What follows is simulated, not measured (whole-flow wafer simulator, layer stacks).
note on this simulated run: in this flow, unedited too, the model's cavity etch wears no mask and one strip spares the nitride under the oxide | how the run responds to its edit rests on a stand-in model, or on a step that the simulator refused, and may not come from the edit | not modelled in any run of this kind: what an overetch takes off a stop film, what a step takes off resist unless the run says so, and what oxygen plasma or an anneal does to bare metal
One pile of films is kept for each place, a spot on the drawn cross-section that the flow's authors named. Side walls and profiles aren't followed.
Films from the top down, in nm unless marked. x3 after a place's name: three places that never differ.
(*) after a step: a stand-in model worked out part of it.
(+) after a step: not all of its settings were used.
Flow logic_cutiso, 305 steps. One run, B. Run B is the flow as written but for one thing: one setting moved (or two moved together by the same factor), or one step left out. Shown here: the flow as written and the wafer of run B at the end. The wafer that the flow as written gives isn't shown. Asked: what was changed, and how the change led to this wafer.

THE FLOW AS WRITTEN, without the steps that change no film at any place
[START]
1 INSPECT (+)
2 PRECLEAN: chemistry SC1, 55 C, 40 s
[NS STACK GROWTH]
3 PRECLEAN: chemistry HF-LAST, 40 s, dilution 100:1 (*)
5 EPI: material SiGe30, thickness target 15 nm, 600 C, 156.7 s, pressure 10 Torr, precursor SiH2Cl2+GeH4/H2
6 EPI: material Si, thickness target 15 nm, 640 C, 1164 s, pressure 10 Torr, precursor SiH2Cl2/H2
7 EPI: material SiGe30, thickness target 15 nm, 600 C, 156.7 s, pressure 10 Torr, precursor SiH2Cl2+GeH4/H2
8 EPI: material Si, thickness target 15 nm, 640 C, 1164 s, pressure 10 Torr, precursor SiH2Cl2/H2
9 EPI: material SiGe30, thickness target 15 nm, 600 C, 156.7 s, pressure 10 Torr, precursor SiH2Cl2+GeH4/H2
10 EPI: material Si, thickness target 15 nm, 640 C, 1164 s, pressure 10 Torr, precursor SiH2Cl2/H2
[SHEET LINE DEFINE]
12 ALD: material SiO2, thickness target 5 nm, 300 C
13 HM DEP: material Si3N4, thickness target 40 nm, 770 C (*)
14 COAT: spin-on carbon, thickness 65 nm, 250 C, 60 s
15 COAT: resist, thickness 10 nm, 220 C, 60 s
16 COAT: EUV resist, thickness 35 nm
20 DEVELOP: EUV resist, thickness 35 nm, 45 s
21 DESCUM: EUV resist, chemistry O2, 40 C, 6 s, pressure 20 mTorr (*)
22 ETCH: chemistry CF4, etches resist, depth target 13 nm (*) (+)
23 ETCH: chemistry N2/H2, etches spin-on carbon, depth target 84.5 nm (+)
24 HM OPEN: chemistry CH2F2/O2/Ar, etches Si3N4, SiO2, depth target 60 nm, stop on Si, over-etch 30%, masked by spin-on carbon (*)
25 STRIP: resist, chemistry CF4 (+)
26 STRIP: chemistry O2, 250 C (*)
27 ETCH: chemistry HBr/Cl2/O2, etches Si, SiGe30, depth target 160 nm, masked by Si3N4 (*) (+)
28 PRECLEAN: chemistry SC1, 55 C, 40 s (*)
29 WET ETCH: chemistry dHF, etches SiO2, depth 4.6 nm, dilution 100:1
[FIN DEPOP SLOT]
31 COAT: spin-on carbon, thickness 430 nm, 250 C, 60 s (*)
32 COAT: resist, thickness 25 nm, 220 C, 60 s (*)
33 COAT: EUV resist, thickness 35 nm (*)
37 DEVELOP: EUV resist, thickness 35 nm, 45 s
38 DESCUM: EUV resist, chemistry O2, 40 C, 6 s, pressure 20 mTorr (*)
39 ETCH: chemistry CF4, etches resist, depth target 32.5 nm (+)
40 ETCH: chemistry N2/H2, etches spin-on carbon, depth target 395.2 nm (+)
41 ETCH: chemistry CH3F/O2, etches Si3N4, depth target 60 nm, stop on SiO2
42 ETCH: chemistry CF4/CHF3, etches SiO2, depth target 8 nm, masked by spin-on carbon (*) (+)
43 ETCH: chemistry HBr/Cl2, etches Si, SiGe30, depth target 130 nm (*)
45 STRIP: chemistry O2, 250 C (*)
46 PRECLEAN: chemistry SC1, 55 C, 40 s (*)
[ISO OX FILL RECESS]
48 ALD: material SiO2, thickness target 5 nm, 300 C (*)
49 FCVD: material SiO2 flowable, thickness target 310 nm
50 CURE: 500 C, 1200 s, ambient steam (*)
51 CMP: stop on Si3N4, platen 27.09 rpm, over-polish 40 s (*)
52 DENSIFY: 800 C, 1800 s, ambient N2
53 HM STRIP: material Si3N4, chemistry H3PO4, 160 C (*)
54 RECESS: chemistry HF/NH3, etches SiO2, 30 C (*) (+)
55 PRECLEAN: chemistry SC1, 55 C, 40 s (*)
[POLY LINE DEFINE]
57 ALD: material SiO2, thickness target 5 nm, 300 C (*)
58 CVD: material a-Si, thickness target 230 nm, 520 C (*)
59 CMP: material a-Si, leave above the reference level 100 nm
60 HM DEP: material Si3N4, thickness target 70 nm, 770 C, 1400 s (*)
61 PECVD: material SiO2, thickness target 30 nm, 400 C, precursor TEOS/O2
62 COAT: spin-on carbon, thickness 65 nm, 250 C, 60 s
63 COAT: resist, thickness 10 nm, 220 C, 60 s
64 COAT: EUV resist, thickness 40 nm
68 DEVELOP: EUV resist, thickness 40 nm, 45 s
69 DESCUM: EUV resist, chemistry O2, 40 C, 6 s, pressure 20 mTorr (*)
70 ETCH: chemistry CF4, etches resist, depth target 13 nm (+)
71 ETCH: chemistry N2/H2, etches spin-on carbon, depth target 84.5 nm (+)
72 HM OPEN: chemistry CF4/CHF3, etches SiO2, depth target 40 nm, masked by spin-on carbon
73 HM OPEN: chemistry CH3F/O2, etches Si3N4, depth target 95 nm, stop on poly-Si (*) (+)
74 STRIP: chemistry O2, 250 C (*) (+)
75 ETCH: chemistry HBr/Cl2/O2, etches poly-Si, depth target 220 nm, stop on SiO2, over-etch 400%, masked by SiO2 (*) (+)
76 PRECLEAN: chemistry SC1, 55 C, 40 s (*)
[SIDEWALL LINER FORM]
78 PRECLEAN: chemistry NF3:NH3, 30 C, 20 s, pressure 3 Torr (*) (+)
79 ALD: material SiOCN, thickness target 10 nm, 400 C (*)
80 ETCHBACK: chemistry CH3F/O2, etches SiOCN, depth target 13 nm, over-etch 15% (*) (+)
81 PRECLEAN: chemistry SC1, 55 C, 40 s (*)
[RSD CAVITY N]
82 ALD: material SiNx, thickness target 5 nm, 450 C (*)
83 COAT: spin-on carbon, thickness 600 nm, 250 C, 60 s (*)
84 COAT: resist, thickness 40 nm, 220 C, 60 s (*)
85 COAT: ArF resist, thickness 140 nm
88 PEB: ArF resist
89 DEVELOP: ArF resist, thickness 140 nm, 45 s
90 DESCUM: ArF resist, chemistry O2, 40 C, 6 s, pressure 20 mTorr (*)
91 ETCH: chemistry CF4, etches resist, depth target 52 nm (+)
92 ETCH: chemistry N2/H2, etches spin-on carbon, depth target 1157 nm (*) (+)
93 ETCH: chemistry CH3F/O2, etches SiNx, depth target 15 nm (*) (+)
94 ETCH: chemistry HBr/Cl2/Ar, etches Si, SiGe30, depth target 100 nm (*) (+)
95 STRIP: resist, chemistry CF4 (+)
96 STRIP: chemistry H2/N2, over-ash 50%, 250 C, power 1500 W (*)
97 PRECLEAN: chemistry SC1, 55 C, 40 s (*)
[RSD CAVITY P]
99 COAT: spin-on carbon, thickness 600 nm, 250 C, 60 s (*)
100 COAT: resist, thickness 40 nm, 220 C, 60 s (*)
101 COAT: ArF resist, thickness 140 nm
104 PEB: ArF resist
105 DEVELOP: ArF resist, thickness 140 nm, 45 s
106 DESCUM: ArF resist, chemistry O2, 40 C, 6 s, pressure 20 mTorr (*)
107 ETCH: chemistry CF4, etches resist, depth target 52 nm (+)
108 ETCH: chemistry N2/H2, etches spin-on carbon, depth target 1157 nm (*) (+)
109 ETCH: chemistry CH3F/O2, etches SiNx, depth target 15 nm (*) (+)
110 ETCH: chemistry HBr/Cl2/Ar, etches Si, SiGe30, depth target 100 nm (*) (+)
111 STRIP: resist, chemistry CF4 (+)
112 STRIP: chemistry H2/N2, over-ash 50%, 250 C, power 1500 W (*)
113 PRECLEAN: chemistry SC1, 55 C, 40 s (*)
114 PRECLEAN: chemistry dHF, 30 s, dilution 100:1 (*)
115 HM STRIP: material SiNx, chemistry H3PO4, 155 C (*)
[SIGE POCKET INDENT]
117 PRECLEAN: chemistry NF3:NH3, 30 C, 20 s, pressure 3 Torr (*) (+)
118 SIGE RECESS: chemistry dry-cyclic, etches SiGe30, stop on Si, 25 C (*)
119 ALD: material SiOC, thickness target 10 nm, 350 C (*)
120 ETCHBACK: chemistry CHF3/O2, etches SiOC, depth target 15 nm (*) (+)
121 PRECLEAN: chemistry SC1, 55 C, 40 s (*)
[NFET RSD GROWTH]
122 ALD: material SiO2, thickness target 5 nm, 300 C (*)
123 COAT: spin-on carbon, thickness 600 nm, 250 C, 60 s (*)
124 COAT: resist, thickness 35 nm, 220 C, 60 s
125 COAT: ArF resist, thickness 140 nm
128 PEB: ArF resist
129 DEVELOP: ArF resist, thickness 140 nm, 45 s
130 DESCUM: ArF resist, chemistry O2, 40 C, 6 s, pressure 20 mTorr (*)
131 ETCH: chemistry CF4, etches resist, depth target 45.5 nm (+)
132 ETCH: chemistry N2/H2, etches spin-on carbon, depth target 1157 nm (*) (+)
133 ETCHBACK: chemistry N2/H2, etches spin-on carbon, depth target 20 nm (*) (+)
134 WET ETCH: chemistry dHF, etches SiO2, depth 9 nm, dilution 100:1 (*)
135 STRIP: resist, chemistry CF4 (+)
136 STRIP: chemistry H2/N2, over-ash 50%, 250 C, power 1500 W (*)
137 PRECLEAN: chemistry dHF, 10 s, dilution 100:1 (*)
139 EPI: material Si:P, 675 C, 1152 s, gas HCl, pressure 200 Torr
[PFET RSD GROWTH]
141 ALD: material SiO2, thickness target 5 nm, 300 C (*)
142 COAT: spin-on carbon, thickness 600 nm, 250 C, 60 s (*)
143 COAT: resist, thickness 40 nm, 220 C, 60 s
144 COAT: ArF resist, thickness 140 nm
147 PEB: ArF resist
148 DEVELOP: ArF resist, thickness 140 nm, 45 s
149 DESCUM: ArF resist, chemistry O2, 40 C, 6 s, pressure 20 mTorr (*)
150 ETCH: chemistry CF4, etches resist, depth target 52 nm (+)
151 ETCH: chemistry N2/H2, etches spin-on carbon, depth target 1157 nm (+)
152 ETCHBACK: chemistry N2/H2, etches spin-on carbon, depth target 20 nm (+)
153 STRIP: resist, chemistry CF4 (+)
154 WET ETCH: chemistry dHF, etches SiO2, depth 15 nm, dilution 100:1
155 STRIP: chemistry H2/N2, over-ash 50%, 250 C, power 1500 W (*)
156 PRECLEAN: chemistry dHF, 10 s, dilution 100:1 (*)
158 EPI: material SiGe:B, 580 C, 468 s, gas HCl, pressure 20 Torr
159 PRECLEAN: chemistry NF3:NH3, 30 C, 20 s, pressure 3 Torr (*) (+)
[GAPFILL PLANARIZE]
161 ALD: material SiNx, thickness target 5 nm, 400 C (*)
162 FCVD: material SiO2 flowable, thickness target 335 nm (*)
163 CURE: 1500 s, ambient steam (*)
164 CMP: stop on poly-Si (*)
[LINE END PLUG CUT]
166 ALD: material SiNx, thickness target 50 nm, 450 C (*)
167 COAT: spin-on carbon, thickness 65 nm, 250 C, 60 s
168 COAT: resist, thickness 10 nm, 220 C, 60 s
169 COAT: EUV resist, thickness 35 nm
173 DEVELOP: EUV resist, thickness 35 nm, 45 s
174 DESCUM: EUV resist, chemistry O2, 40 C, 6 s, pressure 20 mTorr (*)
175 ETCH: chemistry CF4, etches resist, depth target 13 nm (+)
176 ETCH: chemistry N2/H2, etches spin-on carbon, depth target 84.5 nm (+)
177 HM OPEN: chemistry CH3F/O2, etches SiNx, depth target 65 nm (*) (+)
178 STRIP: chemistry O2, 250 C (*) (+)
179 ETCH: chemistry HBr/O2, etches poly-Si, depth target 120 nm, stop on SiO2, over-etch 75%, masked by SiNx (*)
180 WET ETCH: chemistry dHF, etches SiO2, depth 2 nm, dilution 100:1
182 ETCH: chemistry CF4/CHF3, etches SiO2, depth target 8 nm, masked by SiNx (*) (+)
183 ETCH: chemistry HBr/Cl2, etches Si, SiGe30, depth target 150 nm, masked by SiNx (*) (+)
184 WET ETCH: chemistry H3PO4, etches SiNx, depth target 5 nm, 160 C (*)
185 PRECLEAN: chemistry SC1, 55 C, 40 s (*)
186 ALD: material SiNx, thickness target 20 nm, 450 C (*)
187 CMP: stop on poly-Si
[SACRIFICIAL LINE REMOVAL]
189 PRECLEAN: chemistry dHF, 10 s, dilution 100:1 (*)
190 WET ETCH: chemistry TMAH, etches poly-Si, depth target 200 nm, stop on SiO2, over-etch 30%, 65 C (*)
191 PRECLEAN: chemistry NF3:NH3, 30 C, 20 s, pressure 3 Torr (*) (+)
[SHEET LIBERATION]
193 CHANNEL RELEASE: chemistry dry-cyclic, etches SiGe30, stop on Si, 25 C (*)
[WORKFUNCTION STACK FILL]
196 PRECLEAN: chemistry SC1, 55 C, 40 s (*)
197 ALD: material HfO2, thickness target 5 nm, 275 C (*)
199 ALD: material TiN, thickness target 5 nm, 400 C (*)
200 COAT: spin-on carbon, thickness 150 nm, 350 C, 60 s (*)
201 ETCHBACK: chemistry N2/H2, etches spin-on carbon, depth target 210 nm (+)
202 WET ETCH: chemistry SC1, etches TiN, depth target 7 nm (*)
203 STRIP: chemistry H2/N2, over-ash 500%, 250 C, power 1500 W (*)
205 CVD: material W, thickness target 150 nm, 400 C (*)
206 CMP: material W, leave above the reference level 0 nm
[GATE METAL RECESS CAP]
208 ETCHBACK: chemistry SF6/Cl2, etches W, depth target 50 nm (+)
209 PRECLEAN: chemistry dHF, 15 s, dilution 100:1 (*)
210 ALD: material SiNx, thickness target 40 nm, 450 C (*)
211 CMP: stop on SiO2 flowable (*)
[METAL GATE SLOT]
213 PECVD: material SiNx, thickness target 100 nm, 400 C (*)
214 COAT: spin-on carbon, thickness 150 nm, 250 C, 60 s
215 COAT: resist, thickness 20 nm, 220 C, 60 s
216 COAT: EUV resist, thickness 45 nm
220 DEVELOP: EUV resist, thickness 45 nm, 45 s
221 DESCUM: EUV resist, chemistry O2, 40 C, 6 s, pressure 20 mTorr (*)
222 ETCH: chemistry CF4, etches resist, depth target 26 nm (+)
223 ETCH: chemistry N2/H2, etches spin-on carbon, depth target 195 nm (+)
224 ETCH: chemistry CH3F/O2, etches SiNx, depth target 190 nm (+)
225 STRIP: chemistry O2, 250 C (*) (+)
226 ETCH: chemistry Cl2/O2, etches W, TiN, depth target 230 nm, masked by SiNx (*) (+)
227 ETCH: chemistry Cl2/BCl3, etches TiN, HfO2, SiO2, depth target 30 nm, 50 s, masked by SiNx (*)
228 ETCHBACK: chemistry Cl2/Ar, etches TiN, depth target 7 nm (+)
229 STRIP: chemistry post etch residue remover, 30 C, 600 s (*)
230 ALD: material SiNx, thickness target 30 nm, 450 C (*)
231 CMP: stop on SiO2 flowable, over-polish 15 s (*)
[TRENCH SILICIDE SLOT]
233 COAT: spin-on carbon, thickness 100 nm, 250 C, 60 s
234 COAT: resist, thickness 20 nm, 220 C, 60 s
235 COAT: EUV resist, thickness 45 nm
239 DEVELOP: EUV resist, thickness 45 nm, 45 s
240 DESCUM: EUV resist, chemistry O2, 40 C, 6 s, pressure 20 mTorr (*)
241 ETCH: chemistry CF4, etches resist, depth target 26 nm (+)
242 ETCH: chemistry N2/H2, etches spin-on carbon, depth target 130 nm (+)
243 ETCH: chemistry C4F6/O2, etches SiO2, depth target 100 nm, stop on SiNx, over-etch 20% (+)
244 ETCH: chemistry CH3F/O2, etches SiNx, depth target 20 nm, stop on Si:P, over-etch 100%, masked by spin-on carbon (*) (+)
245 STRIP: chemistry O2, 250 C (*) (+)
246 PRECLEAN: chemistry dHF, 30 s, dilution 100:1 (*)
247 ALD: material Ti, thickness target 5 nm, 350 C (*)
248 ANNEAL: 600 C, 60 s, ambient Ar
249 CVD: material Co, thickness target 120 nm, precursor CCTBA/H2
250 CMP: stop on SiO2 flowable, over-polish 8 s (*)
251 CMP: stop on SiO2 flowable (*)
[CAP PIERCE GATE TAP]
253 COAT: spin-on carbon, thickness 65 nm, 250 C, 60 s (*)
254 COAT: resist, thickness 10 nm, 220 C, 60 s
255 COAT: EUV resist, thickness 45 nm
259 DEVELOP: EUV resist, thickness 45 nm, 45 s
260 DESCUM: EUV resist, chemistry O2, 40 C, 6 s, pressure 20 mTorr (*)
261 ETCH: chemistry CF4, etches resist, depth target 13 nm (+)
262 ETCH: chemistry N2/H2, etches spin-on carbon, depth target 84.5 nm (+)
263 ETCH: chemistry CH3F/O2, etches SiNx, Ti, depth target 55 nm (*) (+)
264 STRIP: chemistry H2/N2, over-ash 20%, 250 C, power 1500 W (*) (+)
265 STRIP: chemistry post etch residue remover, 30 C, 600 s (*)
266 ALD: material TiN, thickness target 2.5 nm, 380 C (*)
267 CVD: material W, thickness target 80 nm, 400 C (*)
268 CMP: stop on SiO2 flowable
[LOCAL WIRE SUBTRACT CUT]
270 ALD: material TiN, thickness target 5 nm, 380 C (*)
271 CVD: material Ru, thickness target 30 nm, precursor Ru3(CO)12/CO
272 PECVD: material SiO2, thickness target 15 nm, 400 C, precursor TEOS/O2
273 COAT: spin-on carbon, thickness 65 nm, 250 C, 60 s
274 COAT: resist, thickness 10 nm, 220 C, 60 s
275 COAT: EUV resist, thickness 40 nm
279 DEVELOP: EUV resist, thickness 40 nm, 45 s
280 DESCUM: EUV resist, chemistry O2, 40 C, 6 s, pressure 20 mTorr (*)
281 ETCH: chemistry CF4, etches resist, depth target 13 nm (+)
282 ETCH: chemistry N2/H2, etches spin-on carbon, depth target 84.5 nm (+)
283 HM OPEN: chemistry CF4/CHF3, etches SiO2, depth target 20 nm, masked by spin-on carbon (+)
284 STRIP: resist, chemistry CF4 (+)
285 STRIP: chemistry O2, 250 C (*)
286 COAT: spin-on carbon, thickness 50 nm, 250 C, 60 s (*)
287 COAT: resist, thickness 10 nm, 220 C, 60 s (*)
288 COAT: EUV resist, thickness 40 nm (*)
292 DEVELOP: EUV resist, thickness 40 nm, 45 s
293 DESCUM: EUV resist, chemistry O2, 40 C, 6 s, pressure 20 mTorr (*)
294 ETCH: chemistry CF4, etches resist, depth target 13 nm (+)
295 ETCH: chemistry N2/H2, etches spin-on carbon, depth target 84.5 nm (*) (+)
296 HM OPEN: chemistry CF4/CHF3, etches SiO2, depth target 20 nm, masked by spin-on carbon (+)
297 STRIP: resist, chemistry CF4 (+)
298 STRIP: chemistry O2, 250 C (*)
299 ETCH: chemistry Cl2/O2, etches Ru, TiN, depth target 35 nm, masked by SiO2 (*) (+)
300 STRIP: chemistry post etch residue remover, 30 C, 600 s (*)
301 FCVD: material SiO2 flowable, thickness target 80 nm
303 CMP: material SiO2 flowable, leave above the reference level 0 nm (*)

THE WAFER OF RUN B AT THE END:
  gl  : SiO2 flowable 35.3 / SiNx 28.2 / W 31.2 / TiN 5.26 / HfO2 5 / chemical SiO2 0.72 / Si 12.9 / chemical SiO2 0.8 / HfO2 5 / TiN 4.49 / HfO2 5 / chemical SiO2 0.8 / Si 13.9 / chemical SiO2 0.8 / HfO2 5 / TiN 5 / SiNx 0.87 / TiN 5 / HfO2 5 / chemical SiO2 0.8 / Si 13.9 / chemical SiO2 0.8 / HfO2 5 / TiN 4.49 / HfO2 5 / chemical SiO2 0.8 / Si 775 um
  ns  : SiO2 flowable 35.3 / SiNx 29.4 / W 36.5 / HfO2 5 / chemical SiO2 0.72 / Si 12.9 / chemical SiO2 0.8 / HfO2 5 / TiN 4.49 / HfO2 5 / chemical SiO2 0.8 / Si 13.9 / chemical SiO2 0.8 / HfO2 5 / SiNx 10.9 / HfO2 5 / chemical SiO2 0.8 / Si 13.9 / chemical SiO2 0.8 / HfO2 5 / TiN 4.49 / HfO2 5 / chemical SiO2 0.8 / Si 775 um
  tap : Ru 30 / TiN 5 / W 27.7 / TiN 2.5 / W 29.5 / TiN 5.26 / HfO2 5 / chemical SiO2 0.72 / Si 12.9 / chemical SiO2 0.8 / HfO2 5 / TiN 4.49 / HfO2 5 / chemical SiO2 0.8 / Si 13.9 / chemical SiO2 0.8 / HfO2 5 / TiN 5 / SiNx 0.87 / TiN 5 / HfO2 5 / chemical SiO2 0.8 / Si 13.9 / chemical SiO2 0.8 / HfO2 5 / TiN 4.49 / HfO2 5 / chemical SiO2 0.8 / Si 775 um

The cause: step 7, EPI: thickness target 21.4 nm was run, where the flow has thickness target 15 nm; step 7, EPI: 223.3 s was run, where the flow has 156.7 s.

How the change led to this, step by step:
  7 EPI: material SiGe30, thickness target 15 nm, 600 C, 156.7 s, pressure 10 Torr, precursor SiH2Cl2+GeH4/H2
      depop, dpovl, gfld and 19 more: SiGe30 +21.4 (new film) (as written it would be: SiGe30 +15 (new film))
  27 ETCH: chemistry HBr/Cl2/O2, etches Si, SiGe30, depth target 160 nm, masked by Si3N4 (*) (+)
      gfld, gxf, iso, lnri: chemical SiO2 -0.79 (all of it), Si -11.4 (all of it), SiGe30 -15 (all of it), Si -15 (all of it), SiGe30 -21.4 (all of it), Si -15 (all of it), SiGe30 -15 (all of it), Si -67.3 (as written it would be: chemical SiO2 -0.79 (all of it), Si -11.4 (all of it), SiGe30 -15 (all of it), Si -15 (all of it), SiGe30 -15 (all of it), Si -15 (all of it), SiGe30 -15 (all of it), Si -73.6)
      dpovl, nsgap: chemical SiO2 -0.79 (all of it), Si -11.8 (all of it), SiGe30 -15 (all of it), Si -15 (all of it), SiGe30 -21.4 (all of it), Si -15 (all of it), SiGe30 -15 (all of it), Si -66.9 (as written it would be: chemical SiO2 -0.79 (all of it), Si -11.8 (all of it), SiGe30 -15 (all of it), Si -15 (all of it), SiGe30 -15 (all of it), Si -15 (all of it), SiGe30 -15 (all of it), Si -73.2)
      (and at 1 more place)
  43 ETCH: chemistry HBr/Cl2, etches Si, SiGe30, depth target 130 nm (*)
      depop: Si -14 (all of it), SiGe30 -15 (all of it), Si -15 (all of it), SiGe30 -21.4 (all of it), Si -15 (all of it), SiGe30 -15 (all of it), Si -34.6 (as written it would be: Si -14 (all of it), SiGe30 -15 (all of it), Si -15 (all of it), SiGe30 -15 (all of it), Si -15 (all of it), SiGe30 -15 (all of it), Si -41)
  94 ETCH: chemistry HBr/Cl2/Ar, etches Si, SiGe30, depth target 100 nm (*) (+)
      rsdn, rsdx: chemical SiO2 -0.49 (all of it), Si -12.8 (all of it), SiGe30 -15 (all of it), Si -15 (all of it), SiGe30 -21.4 (all of it), Si -15 (all of it), SiGe30 -15 (all of it), Si -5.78 (as written it would be: chemical SiO2 -0.49 (all of it), Si -12.8 (all of it), SiGe30 -15 (all of it), Si -15 (all of it), SiGe30 -15 (all of it), Si -15 (all of it), SiGe30 -15 (all of it), Si -12.2)
  110 ETCH: chemistry HBr/Cl2/Ar, etches Si, SiGe30, depth target 100 nm (*) (+)
      rsdp, rsdw: chemical SiO2 -0.49 (all of it), Si -12.8 (all of it), SiGe30 -15 (all of it), Si -15 (all of it), SiGe30 -21.4 (all of it), Si -15 (all of it), SiGe30 -15 (all of it), Si -5.78 (as written it would be: chemical SiO2 -0.49 (all of it), Si -12.8 (all of it), SiGe30 -15 (all of it), Si -15 (all of it), SiGe30 -15 (all of it), Si -15 (all of it), SiGe30 -15 (all of it), Si -12.2)
  118 SIGE RECESS: chemistry dry-cyclic, etches SiGe30, stop on Si, 25 C (*)
      lnr, lnrp, lnrt: SiOCN -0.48, Si -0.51, cavity +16 (new film), SiGe30 -15 (all of it), Si -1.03, cavity +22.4 (new film), SiGe30 -21.4 (all of it), Si -1.03, cavity +16 (new film), SiGe30 -15 (all of it), Si -0.51 (as written it would be: SiOCN -0.48, Si -0.51, cavity +16 (new film), SiGe30 -15 (all of it), Si -1.03, cavity +16 (new film), SiGe30 -15 (all of it), Si -1.03, cavity +16 (new film), SiGe30 -15 (all of it), Si -0.51)
  119 ALD: material SiOC, thickness target 10 nm, 350 C (*)
      lnr, lnrp, lnrt: SiOC +10 (new film), SiOC +16 (new film), cavity -16 (all of it), SiOC +22.4 (new film), cavity -22.4 (all of it), SiOC +16 (new film), cavity -16 (all of it) (as written it would be: SiOC +10 (new film), SiOC +16 (new film), cavity -16 (all of it), SiOC +16 (new film), cavity -16 (all of it), SiOC +16 (new film), cavity -16 (all of it))
  183 ETCH: chemistry HBr/Cl2, etches Si, SiGe30, depth target 150 nm, masked by SiNx (*) (+)
      plug: Si -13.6 (all of it), SiGe30 -15 (all of it), Si -15 (all of it), SiGe30 -21.4 (all of it), Si -15 (all of it), SiGe30 -15 (all of it), Si -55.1 (as written it would be: Si -13.6 (all of it), SiGe30 -15 (all of it), Si -15 (all of it), SiGe30 -15 (all of it), Si -15 (all of it), SiGe30 -15 (all of it), Si -61.4)
  193 CHANNEL RELEASE: chemistry dry-cyclic, etches SiGe30, stop on Si, 25 C (*)
      gl, glp, gxn, gxp, ns, tap: chemical SiO2 +0.8 (new film), Si -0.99, chemical SiO2 +0.8 (new film), cavity +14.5 (new film), chemical SiO2 +0.8 (new film), SiGe30 -15 (all of it), Si -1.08, chemical SiO2 +0.8 (new film), cavity +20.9 (new film), chemical SiO2 +0.8 (new film), SiGe30 -21.4 (all of it), Si -1.08, chemical SiO2 +0.8 (new film), cavity +14.5 (new film), chemical SiO2 +0.8 (new film), SiGe30 -15 (all of it), Si -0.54 (as written it would be: chemical SiO2 +0.8 (new film), Si -0.99, chemical SiO2 +0.8 (new film), cavity +14.5 (new film), chemical SiO2 +0.8 (new film), SiGe30 -15 (all of it), Si -1.08, chemical SiO2 +0.8 (new film), cavity +14.5 (new film), chemical SiO2 +0.8 (new film), SiGe30 -15 (all of it), Si -1.08, chemical SiO2 +0.8 (new film), cavity +14.5 (new film), chemical SiO2 +0.8 (new film), SiGe30 -15 (all of it), Si -0.54)
  199 ALD: material TiN, thickness target 5 nm, 400 C (*)
      gl, glp, tap: TiN +5.26 (new film), TiN +4.49 (new film), cavity -4.49 (all of it), TiN +5 (new film), cavity -10, TiN +5 (new film), TiN +4.49 (new film), cavity -4.49 (all of it) (as written it would be: TiN +5.26 (new film), TiN +4.49 (new film), cavity -4.49 (all of it), TiN +4.49 (new film), cavity -4.49 (all of it), TiN +4.49 (new film), cavity -4.49 (all of it))
      gxn, gxp, ns: TiN +5 (new film), TiN +4.49 (new film), cavity -4.49 (all of it), TiN +5 (new film), cavity -10, TiN +5 (new film), TiN +4.49 (new film), cavity -4.49 (all of it) (as written it would be: TiN +5 (new film), TiN +4.49 (new film), cavity -4.49 (all of it), TiN +4.49 (new film), cavity -4.49 (all of it), TiN +4.49 (new film), cavity -4.49 (all of it))
  202 WET ETCH: chemistry SC1, etches TiN, depth target 7 nm (*)
      ns: TiN -5 (all of it), TiN -5 (all of it), cavity +10, TiN -5 (all of it) (as written it would be: TiN -5 (all of it))
  210 ALD: material SiNx, thickness target 40 nm, 450 C (*)
      gl, glp, gxn, gxp, tap: SiNx +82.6 (new film), SiNx +0.87 (new film), cavity -0.87 (all of it) (as written it would be: SiNx +82.6 (new film))
      ns: SiNx +40 (new film), SiNx +10.9 (new film), cavity -10.9 (all of it) (as written it would be: SiNx +40 (new film))
Counting metal films that touch as one body, gl has 5 bodies (between them, from the top down: HfO2 5 / chemical SiO2 0.72 / Si 12.9 / chemical SiO2 0.8 / HfO2 5; HfO2 5 / chemical SiO2 0.8 / Si 13.9 / chemical SiO2 0.8 / HfO2 5; SiNx 0.87; HfO2 5 / chemical SiO2 0.8 / Si 13.9 / chemical SiO2 0.8 / HfO2 5); the flow as written gives 4 bodies (between them, from the top down: HfO2 5 / chemical SiO2 0.72 / Si 12.9 / chemical SiO2 0.8 / HfO2 5; HfO2 5 / chemical SiO2 0.8 / Si 13.9 / chemical SiO2 0.8 / HfO2 5; HfO2 5 / chemical SiO2 0.8 / Si 13.9 / chemical SiO2 0.8 / HfO2 5).
Counting metal films that touch as one body, ns has 3 bodies (between them, from the top down: HfO2 5 / chemical SiO2 0.72 / Si 12.9 / chemical SiO2 0.8 / HfO2 5; HfO2 5 / chemical SiO2 0.8 / Si 13.9 / chemical SiO2 0.8 / HfO2 5 / SiNx 10.9 / HfO2 5 / chemical SiO2 0.8 / Si 13.9 / chemical SiO2 0.8 / HfO2 5); the flow as written gives 4 bodies (between them, from the top down: HfO2 5 / chemical SiO2 0.72 / Si 12.9 / chemical SiO2 0.8 / HfO2 5; HfO2 5 / chemical SiO2 0.8 / Si 13.9 / chemical SiO2 0.8 / HfO2 5; HfO2 5 / chemical SiO2 0.8 / Si 13.9 / chemical SiO2 0.8 / HfO2 5).
Counting metal films that touch as one body, tap has 5 bodies (between them, from the top down: HfO2 5 / chemical SiO2 0.72 / Si 12.9 / chemical SiO2 0.8 / HfO2 5; HfO2 5 / chemical SiO2 0.8 / Si 13.9 / chemical SiO2 0.8 / HfO2 5; SiNx 0.87; HfO2 5 / chemical SiO2 0.8 / Si 13.9 / chemical SiO2 0.8 / HfO2 5); the flow as written gives 4 bodies (between them, from the top down: HfO2 5 / chemical SiO2 0.72 / Si 12.9 / chemical SiO2 0.8 / HfO2 5; HfO2 5 / chemical SiO2 0.8 / Si 13.9 / chemical SiO2 0.8 / HfO2 5; HfO2 5 / chemical SiO2 0.8 / Si 13.9 / chemical SiO2 0.8 / HfO2 5).
